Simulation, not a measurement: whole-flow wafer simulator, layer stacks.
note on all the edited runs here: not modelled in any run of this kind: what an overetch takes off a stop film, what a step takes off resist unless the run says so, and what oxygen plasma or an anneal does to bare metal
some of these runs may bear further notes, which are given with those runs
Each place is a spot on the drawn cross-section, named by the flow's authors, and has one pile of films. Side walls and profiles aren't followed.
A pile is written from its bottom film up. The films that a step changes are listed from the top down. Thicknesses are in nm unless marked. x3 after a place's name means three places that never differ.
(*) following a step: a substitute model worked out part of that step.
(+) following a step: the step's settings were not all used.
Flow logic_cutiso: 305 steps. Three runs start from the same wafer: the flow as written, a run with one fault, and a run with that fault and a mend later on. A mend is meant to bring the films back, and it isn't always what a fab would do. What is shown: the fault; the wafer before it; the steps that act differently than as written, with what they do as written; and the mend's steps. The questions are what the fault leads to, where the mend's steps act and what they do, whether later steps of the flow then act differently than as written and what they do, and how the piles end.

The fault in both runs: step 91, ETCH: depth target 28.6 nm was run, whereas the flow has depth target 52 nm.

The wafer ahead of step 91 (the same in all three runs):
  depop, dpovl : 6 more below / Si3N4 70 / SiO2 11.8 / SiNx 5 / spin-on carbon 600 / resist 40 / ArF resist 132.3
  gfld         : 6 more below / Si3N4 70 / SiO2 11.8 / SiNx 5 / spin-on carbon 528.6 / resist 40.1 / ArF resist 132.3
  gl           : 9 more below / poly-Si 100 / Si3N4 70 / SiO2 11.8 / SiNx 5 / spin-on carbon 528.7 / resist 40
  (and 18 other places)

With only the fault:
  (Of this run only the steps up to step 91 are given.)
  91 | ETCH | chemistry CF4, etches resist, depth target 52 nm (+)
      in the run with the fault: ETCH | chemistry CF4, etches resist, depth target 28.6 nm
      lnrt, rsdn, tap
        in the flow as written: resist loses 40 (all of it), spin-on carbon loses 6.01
        in the run with the fault: resist loses 28.6
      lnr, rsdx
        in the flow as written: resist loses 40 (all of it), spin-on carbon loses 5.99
        in the run with the fault: resist loses 28.6
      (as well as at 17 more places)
  Once step 91 is done, the piles at depop, dpovl, gfld and 19 more depart from the flow's by more than 2% or 0.5 nm, whichever is larger.
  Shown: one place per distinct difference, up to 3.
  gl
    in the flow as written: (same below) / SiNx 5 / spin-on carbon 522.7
    in the run with the fault: (same below) / SiNx 5 / spin-on carbon 528.7 / resist 11.4
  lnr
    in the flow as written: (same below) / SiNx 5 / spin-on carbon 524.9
    in the run with the fault: (same below) / SiNx 5 / spin-on carbon 530.9 / resist 11.4
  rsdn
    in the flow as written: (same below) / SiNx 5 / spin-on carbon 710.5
    in the run with the fault: (same below) / SiNx 5 / spin-on carbon 716.5 / resist 11.4

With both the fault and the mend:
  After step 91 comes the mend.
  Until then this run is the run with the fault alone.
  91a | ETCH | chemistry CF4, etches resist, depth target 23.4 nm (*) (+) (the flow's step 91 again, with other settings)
      depop, dpovl, gfld and 12 more
        ArF resist loses 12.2
      gxn, lnr, rsdx
        resist loses 11.4 (all of it), spin-on carbon loses 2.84
      lnrt, rsdn
        resist loses 11.4 (all of it), spin-on carbon loses 2.86
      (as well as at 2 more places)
  Steps further on in the flow that do not act as written (not shown: 2 more steps that differ only slightly, by at most 2% or 0.5 nm, whichever is larger):
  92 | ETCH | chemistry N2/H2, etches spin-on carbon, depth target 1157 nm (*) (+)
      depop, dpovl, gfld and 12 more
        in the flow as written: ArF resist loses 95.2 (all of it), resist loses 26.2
        in the run with the mend: ArF resist loses 99.7 (all of it), resist loses 26.2
  By the end, the piles equal the flow's at every place that both follow.
